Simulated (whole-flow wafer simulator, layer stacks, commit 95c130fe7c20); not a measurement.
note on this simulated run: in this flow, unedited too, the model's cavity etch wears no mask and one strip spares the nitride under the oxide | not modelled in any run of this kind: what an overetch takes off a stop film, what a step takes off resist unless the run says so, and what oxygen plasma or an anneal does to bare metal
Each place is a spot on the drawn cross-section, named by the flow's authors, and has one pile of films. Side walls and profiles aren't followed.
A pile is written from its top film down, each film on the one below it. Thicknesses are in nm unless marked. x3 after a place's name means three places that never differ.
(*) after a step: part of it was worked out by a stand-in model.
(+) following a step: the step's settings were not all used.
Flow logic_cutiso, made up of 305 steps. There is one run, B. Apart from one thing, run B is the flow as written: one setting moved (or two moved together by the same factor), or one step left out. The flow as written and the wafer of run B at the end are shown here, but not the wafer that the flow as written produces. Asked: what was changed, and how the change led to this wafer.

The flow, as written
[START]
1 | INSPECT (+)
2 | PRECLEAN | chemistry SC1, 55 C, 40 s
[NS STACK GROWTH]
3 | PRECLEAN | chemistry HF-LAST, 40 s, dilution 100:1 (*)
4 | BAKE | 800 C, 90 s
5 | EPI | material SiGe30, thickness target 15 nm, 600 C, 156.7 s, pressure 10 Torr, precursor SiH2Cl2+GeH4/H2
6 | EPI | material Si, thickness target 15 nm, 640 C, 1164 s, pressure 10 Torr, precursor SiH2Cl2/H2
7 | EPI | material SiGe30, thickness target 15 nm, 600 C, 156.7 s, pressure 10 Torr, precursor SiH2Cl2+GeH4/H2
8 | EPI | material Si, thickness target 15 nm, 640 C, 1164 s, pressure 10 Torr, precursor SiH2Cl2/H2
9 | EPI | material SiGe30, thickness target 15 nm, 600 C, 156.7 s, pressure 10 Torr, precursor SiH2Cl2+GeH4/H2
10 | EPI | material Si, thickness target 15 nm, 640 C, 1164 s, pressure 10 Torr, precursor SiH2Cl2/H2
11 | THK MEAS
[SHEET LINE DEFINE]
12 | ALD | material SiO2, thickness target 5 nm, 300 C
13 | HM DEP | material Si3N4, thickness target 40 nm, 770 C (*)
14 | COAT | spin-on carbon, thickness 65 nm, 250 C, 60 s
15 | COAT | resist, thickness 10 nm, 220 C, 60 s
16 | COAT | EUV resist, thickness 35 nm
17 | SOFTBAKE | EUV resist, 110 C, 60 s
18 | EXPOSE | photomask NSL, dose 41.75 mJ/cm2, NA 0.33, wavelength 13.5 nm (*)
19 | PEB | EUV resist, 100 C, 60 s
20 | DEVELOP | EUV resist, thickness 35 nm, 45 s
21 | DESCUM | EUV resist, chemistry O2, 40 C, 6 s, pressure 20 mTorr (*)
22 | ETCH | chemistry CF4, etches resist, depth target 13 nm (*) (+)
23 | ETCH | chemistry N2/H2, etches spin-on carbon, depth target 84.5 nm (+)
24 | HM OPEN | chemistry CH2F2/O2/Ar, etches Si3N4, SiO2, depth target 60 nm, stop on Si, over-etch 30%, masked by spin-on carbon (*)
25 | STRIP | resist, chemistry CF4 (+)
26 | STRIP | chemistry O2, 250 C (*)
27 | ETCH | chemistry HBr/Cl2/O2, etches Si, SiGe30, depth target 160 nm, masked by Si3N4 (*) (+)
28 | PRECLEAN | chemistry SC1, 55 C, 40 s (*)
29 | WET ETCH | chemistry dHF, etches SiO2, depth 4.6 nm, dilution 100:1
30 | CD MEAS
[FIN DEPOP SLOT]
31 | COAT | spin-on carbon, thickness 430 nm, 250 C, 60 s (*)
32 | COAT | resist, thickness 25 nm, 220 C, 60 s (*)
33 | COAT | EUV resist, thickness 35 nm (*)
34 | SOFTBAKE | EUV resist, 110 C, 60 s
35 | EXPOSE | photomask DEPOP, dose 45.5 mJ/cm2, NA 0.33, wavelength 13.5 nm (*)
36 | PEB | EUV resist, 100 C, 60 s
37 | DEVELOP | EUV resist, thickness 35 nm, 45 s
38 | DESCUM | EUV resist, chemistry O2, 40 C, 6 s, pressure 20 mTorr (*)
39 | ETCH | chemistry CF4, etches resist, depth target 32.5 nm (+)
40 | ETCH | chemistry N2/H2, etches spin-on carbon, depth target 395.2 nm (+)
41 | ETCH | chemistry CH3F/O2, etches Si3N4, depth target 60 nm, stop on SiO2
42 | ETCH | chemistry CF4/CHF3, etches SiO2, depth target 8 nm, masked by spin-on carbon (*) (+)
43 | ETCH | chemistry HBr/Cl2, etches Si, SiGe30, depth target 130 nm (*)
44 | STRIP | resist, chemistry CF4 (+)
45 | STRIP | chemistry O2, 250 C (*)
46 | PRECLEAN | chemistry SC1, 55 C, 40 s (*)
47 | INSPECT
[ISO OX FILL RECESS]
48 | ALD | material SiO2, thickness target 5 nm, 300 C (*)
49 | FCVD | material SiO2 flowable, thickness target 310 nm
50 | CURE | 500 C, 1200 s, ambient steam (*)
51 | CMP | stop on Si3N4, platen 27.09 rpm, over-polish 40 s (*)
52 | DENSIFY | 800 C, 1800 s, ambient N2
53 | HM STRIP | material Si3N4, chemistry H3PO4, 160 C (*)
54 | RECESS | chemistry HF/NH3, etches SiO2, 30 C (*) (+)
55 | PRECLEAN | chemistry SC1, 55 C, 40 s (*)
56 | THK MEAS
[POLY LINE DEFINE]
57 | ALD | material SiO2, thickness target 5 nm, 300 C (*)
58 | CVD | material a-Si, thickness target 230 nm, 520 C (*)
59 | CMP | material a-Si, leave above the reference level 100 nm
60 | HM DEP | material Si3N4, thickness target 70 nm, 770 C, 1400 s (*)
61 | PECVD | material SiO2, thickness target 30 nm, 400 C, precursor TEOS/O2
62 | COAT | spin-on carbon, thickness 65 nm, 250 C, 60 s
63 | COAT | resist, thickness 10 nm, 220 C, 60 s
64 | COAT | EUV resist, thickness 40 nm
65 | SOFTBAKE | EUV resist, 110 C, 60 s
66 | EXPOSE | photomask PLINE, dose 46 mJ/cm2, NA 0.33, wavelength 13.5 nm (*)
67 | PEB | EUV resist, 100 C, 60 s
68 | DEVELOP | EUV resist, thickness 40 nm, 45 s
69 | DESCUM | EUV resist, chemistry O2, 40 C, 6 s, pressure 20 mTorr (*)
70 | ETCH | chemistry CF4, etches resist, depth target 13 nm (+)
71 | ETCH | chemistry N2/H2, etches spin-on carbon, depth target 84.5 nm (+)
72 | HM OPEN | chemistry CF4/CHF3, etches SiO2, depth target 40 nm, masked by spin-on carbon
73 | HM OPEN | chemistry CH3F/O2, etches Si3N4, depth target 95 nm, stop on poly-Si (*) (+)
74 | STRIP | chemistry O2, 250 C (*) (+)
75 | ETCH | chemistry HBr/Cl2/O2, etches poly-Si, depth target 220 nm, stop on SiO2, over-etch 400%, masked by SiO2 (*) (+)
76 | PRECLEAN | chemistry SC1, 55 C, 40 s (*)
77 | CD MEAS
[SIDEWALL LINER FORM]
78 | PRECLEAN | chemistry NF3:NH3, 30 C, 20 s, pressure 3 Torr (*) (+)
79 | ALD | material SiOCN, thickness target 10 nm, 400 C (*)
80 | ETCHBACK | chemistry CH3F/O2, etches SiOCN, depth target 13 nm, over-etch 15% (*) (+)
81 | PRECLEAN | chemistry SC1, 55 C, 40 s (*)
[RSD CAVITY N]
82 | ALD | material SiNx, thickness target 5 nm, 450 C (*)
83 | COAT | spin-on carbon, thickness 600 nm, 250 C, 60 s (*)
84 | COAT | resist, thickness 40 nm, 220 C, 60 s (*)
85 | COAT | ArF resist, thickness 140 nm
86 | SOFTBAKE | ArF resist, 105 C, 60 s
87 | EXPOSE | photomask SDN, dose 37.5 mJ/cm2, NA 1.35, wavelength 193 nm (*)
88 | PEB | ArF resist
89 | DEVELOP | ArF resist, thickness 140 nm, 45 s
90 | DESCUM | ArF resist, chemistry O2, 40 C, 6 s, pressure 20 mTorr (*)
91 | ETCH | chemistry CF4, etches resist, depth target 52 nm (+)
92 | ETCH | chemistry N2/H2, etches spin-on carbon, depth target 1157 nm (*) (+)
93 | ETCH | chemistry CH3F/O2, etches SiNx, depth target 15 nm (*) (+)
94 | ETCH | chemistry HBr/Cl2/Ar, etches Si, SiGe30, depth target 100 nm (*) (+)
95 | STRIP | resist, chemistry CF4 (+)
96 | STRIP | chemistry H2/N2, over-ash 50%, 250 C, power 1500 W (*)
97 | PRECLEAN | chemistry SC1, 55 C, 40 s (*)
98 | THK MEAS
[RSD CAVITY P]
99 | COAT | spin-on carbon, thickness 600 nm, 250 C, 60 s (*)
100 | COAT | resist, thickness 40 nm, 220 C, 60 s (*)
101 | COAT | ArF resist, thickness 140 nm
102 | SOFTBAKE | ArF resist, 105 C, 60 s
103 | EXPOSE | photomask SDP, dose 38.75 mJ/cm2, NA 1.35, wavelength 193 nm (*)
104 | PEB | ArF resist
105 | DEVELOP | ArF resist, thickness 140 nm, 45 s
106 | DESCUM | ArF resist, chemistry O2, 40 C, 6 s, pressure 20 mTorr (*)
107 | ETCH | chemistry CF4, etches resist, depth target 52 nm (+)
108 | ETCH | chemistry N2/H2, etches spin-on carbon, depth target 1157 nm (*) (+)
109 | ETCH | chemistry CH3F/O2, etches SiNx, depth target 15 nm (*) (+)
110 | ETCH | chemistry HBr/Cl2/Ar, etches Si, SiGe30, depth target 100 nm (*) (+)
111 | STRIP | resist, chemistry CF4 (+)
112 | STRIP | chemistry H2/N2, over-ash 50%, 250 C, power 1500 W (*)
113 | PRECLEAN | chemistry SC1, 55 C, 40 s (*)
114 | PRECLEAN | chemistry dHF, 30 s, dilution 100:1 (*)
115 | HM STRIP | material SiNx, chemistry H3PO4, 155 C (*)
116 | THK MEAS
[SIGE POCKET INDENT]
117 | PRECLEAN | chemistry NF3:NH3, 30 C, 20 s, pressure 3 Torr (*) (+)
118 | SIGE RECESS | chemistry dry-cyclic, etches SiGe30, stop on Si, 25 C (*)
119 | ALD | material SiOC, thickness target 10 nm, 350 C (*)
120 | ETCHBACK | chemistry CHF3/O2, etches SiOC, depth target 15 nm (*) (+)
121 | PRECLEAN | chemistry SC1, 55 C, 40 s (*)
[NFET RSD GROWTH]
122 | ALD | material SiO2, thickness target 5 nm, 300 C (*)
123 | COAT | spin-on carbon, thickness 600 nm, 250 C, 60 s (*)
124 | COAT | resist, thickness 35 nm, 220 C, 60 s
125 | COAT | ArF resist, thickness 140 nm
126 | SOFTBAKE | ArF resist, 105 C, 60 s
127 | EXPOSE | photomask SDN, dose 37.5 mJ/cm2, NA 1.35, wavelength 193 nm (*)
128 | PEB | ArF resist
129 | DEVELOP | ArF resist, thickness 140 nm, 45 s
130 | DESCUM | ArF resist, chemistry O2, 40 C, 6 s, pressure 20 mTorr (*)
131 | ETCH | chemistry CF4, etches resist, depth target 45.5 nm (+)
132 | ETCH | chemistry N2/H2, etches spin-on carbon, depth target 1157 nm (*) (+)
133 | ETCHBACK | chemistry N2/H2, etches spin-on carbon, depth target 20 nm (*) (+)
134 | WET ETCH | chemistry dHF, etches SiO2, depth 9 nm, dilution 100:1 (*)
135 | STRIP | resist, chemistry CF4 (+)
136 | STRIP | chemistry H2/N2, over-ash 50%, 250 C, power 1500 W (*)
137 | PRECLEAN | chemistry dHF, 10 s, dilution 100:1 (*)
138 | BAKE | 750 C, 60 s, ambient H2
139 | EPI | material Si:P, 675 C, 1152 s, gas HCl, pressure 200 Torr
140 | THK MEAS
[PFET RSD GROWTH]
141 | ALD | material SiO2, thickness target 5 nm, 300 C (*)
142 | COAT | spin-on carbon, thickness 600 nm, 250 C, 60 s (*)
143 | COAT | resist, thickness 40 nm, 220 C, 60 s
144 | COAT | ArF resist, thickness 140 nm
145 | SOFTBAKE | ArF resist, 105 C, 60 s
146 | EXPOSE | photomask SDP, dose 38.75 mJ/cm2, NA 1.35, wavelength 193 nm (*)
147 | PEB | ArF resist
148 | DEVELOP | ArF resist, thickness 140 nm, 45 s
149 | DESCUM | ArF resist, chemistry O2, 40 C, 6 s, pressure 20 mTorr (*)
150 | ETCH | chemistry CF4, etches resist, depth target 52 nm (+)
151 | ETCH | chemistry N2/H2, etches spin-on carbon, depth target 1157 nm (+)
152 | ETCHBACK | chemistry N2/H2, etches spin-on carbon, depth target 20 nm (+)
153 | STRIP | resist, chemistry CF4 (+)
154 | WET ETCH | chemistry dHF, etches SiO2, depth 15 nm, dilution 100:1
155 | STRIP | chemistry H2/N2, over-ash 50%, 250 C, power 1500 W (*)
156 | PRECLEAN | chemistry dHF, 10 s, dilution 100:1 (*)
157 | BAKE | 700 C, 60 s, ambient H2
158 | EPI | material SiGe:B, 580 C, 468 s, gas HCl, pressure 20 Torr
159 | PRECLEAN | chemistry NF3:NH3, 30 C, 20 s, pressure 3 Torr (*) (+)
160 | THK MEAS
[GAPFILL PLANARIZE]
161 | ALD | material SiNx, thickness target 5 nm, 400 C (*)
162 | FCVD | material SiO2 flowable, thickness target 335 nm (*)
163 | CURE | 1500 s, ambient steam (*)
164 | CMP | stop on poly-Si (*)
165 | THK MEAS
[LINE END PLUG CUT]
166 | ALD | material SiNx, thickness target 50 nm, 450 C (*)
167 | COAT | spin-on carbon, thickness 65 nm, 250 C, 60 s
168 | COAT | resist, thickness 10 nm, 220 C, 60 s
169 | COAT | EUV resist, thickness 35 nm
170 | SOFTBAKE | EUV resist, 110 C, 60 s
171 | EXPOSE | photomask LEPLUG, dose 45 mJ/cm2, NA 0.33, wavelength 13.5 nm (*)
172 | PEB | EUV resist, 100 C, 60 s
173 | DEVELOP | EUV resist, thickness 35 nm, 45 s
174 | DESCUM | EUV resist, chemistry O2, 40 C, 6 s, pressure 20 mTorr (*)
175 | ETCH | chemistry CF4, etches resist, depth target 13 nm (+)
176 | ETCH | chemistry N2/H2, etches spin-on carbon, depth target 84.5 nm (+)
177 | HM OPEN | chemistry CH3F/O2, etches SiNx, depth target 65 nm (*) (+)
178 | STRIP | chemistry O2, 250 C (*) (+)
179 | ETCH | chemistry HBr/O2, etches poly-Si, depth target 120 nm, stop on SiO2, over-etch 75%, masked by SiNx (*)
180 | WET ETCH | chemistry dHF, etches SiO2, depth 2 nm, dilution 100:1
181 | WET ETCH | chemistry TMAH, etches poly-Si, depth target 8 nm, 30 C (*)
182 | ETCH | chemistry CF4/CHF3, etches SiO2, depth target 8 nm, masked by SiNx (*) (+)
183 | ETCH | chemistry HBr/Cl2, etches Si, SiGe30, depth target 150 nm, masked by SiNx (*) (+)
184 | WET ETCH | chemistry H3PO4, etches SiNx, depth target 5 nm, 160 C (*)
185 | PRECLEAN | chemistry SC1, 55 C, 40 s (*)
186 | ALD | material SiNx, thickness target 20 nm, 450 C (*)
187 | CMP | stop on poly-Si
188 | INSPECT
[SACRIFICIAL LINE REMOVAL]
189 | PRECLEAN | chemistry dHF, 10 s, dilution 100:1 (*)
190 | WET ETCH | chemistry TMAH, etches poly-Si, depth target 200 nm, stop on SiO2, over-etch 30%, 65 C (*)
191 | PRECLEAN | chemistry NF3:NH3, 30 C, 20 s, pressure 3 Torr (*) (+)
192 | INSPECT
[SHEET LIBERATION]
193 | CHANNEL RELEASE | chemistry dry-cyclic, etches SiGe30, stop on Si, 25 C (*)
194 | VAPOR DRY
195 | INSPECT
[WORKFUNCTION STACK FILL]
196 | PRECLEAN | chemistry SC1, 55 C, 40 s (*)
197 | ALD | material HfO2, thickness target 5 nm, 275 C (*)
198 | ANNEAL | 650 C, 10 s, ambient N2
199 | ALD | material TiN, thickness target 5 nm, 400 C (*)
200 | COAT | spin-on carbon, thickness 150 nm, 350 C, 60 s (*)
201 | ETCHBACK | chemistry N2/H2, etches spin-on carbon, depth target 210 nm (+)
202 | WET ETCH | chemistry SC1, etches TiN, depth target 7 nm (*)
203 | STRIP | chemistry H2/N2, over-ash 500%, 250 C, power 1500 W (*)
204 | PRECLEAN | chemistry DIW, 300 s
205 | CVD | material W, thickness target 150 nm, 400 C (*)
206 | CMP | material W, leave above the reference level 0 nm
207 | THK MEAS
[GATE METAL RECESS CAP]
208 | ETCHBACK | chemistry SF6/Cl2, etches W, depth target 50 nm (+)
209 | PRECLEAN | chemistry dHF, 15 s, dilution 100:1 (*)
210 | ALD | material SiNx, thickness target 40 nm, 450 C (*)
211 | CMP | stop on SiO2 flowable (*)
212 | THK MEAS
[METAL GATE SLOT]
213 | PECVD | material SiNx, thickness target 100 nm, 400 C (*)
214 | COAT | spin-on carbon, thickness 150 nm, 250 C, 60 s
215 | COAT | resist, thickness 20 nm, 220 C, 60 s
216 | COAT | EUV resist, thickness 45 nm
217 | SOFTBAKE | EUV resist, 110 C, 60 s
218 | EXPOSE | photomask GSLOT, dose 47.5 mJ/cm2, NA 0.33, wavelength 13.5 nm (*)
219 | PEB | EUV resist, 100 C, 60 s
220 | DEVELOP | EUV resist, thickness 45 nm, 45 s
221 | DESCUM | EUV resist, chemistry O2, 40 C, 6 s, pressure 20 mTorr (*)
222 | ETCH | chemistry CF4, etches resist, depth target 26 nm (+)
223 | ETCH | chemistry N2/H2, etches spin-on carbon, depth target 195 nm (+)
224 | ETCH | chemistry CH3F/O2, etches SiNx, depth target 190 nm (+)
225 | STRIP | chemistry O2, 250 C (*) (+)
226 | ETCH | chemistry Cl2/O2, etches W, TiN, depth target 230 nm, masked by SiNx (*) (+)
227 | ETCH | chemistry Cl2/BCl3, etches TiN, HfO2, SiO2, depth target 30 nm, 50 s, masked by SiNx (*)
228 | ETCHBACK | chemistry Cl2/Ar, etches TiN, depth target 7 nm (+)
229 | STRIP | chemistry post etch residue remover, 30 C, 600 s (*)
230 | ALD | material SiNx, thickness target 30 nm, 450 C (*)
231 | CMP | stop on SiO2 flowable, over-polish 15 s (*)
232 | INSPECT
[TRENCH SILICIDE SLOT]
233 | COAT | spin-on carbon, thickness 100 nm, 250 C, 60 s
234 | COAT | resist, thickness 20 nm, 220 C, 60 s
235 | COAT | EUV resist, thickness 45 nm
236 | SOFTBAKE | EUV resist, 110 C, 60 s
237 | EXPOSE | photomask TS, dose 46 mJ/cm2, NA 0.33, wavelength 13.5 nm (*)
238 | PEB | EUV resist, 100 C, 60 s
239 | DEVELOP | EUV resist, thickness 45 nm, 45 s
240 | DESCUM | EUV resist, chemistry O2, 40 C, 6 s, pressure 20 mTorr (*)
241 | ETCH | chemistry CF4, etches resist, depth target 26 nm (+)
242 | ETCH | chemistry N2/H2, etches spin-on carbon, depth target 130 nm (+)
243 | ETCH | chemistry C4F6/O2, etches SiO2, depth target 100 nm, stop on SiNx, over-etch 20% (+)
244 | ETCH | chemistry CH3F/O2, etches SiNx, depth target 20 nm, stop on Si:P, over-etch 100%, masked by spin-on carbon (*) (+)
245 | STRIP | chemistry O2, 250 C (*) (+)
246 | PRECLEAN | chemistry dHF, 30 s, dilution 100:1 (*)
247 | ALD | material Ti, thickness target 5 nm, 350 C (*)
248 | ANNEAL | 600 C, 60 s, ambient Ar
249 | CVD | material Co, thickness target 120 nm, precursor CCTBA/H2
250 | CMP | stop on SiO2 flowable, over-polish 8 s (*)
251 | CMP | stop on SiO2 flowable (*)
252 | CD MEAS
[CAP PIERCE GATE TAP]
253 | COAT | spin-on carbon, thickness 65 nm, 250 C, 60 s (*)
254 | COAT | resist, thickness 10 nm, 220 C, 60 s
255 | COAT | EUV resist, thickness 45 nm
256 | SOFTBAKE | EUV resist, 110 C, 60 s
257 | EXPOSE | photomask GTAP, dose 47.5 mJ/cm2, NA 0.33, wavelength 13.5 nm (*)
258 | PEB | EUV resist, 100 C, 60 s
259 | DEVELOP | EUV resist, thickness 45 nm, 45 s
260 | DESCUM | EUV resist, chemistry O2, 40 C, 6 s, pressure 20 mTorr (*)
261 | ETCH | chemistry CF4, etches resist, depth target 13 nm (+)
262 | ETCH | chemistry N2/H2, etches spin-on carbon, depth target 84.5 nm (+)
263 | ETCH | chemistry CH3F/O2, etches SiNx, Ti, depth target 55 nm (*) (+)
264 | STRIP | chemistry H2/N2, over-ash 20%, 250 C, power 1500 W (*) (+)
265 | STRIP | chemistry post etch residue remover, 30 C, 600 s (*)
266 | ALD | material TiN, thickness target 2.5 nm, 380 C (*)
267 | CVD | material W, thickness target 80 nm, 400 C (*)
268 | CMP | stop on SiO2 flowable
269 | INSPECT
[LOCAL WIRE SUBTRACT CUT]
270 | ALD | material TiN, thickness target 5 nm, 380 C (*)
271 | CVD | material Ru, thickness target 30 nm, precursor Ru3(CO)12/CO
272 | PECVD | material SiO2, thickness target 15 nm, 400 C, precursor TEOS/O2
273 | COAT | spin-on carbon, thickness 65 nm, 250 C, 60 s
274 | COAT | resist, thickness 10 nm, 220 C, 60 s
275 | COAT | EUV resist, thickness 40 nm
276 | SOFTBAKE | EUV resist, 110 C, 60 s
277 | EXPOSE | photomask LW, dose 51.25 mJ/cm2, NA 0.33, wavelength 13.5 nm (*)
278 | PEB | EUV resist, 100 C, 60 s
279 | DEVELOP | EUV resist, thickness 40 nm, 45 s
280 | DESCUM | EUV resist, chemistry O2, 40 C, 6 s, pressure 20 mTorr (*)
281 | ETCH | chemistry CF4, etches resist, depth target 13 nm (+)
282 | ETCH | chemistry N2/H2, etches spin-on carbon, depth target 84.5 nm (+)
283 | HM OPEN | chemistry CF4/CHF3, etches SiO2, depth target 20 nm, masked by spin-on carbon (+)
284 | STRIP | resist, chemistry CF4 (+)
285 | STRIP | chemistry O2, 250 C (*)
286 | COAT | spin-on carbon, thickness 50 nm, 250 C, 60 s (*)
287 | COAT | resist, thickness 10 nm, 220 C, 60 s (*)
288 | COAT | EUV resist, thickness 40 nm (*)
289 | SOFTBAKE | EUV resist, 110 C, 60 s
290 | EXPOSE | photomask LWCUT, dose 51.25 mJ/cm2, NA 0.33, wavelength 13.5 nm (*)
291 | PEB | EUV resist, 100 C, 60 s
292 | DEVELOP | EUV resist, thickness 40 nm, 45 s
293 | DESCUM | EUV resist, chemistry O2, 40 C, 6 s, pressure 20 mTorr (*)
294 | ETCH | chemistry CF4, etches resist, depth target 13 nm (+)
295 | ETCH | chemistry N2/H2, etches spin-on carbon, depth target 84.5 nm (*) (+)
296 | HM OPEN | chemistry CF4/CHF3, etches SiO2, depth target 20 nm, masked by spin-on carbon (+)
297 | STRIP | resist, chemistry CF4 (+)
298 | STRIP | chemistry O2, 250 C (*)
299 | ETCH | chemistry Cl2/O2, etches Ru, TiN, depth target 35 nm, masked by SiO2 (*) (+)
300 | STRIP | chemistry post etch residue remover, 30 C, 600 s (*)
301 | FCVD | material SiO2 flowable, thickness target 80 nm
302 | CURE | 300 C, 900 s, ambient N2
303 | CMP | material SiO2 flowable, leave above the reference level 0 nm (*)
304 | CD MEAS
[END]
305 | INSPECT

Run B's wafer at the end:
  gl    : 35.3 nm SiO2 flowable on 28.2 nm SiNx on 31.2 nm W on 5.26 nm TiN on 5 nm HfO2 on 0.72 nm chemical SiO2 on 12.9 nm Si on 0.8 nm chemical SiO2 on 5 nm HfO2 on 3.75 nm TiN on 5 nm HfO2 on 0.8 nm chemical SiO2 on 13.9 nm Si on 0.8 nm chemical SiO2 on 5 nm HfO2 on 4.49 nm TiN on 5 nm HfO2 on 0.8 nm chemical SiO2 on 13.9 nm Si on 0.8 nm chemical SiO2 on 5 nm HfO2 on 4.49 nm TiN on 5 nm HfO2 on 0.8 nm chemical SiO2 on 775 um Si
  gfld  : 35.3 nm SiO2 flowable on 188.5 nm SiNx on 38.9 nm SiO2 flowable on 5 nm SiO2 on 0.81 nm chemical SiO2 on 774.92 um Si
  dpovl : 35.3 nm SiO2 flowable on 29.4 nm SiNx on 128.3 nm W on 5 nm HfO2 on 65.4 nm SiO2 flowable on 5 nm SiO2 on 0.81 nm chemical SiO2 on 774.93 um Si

What caused this: step 9, EPI: thickness target 14.2 nm was run, though the flow has thickness target 15 nm; step 9, EPI: 148.9 s was run, where the flow has 156.7 s.

Step by step, how the change led to this:
  9 | EPI | material SiGe30, thickness target 15 nm, 600 C, 156.7 s, pressure 10 Torr, precursor SiH2Cl2+GeH4/H2
      depop, dpovl, gfld and 19 more: +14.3 SiGe30 (new film) (it would be, as written: +15 SiGe30 (new film))
  27 | ETCH | chemistry HBr/Cl2/O2, etches Si, SiGe30, depth target 160 nm, masked by Si3N4 (*) (+)
      gfld, gxf, iso, lnri: -0.79 chemical SiO2 (all of it), -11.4 Si (all of it), -14.3 SiGe30 (all of it), -15 Si (all of it), -15 SiGe30 (all of it), -15 Si (all of it), -15 SiGe30 (all of it), -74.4 Si (it would be, as written: -0.79 chemical SiO2 (all of it), -11.4 Si (all of it), -15 SiGe30 (all of it), -15 Si (all of it), -15 SiGe30 (all of it), -15 Si (all of it), -15 SiGe30 (all of it), -73.6 Si)
      dpovl, nsgap: -0.79 chemical SiO2 (all of it), -11.8 Si (all of it), -14.3 SiGe30 (all of it), -15 Si (all of it), -15 SiGe30 (all of it), -15 Si (all of it), -15 SiGe30 (all of it), -74 Si (it would be, as written: -0.79 chemical SiO2 (all of it), -11.8 Si (all of it), -15 SiGe30 (all of it), -15 Si (all of it), -15 SiGe30 (all of it), -15 Si (all of it), -15 SiGe30 (all of it), -73.2 Si)
      (also at 1 further place)
  43 | ETCH | chemistry HBr/Cl2, etches Si, SiGe30, depth target 130 nm (*)
      depop: -14 Si (all of it), -14.3 SiGe30 (all of it), -15 Si (all of it), -15 SiGe30 (all of it), -15 Si (all of it), -15 SiGe30 (all of it), -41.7 Si (it would be, as written: -14 Si (all of it), -15 SiGe30 (all of it), -15 Si (all of it), -15 SiGe30 (all of it), -15 Si (all of it), -15 SiGe30 (all of it), -41 Si)
  94 | ETCH | chemistry HBr/Cl2/Ar, etches Si, SiGe30, depth target 100 nm (*) (+)
      rsdn, rsdx: -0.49 chemical SiO2 (all of it), -12.8 Si (all of it), -14.3 SiGe30 (all of it), -15 Si (all of it), -15 SiGe30 (all of it), -15 Si (all of it), -15 SiGe30 (all of it), -12.9 Si (it would be, as written: -0.49 chemical SiO2 (all of it), -12.8 Si (all of it), -15 SiGe30 (all of it), -15 Si (all of it), -15 SiGe30 (all of it), -15 Si (all of it), -15 SiGe30 (all of it), -12.2 Si)
  110 | ETCH | chemistry HBr/Cl2/Ar, etches Si, SiGe30, depth target 100 nm (*) (+)
      rsdp, rsdw: -0.49 chemical SiO2 (all of it), -12.8 Si (all of it), -14.3 SiGe30 (all of it), -15 Si (all of it), -15 SiGe30 (all of it), -15 Si (all of it), -15 SiGe30 (all of it), -12.9 Si (it would be, as written: -0.49 chemical SiO2 (all of it), -12.8 Si (all of it), -15 SiGe30 (all of it), -15 Si (all of it), -15 SiGe30 (all of it), -15 Si (all of it), -15 SiGe30 (all of it), -12.2 Si)
  118 | SIGE RECESS | chemistry dry-cyclic, etches SiGe30, stop on Si, 25 C (*)
      lnr, lnrp, lnrt: -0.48 SiOCN, -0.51 Si, +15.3 cavity (new film), -14.3 SiGe30 (all of it), -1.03 Si, +16 cavity (new film), -15 SiGe30 (all of it), -1.03 Si, +16 cavity (new film), -15 SiGe30 (all of it), -0.51 Si (it would be, as written: -0.48 SiOCN, -0.51 Si, +16 cavity (new film), -15 SiGe30 (all of it), -1.03 Si, +16 cavity (new film), -15 SiGe30 (all of it), -1.03 Si, +16 cavity (new film), -15 SiGe30 (all of it), -0.51 Si)
  119 | ALD | material SiOC, thickness target 10 nm, 350 C (*)
      lnr, lnrp, lnrt: +10 SiOC (new film), +15.3 SiOC (new film), -15.3 cavity (all of it), +16 SiOC (new film), -16 cavity (all of it), +16 SiOC (new film), -16 cavity (all of it) (it would be, as written: +10 SiOC (new film), +16 SiOC (new film), -16 cavity (all of it), +16 SiOC (new film), -16 cavity (all of it), +16 SiOC (new film), -16 cavity (all of it))
  183 | ETCH | chemistry HBr/Cl2, etches Si, SiGe30, depth target 150 nm, masked by SiNx (*) (+)
      plug: -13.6 Si (all of it), -14.3 SiGe30 (all of it), -15 Si (all of it), -15 SiGe30 (all of it), -15 Si (all of it), -15 SiGe30 (all of it), -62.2 Si (it would be, as written: -13.6 Si (all of it), -15 SiGe30 (all of it), -15 Si (all of it), -15 SiGe30 (all of it), -15 Si (all of it), -15 SiGe30 (all of it), -61.4 Si)
  193 | CHANNEL RELEASE | chemistry dry-cyclic, etches SiGe30, stop on Si, 25 C (*)
      gl, glp, gxn, gxp, ns, tap: +0.8 chemical SiO2 (new film), -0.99 Si, +0.8 chemical SiO2 (new film), +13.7 cavity (new film), +0.8 chemical SiO2 (new film), -14.3 SiGe30 (all of it), -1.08 Si, +0.8 chemical SiO2 (new film), +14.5 cavity (new film), +0.8 chemical SiO2 (new film), -15 SiGe30 (all of it), -1.08 Si, +0.8 chemical SiO2 (new film), +14.5 cavity (new film), +0.8 chemical SiO2 (new film), -15 SiGe30 (all of it), -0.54 Si (it would be, as written: +0.8 chemical SiO2 (new film), -0.99 Si, +0.8 chemical SiO2 (new film), +14.5 cavity (new film), +0.8 chemical SiO2 (new film), -15 SiGe30 (all of it), -1.08 Si, +0.8 chemical SiO2 (new film), +14.5 cavity (new film), +0.8 chemical SiO2 (new film), -15 SiGe30 (all of it), -1.08 Si, +0.8 chemical SiO2 (new film), +14.5 cavity (new film), +0.8 chemical SiO2 (new film), -15 SiGe30 (all of it), -0.54 Si)
  199 | ALD | material TiN, thickness target 5 nm, 400 C (*)
      gl, glp, tap: +5.26 TiN (new film), +3.75 TiN (new film), -3.75 cavity (all of it), +4.49 TiN (new film), -4.49 cavity (all of it), +4.49 TiN (new film), -4.49 cavity (all of it) (it would be, as written: +5.26 TiN (new film), +4.49 TiN (new film), -4.49 cavity (all of it), +4.49 TiN (new film), -4.49 cavity (all of it), +4.49 TiN (new film), -4.49 cavity (all of it))
      gxn, gxp, ns: +5 TiN (new film), +3.75 TiN (new film), -3.75 cavity (all of it), +4.49 TiN (new film), -4.49 cavity (all of it), +4.49 TiN (new film), -4.49 cavity (all of it) (it would be, as written: +5 TiN (new film), +4.49 TiN (new film), -4.49 cavity (all of it), +4.49 TiN (new film), -4.49 cavity (all of it), +4.49 TiN (new film), -4.49 cavity (all of it))
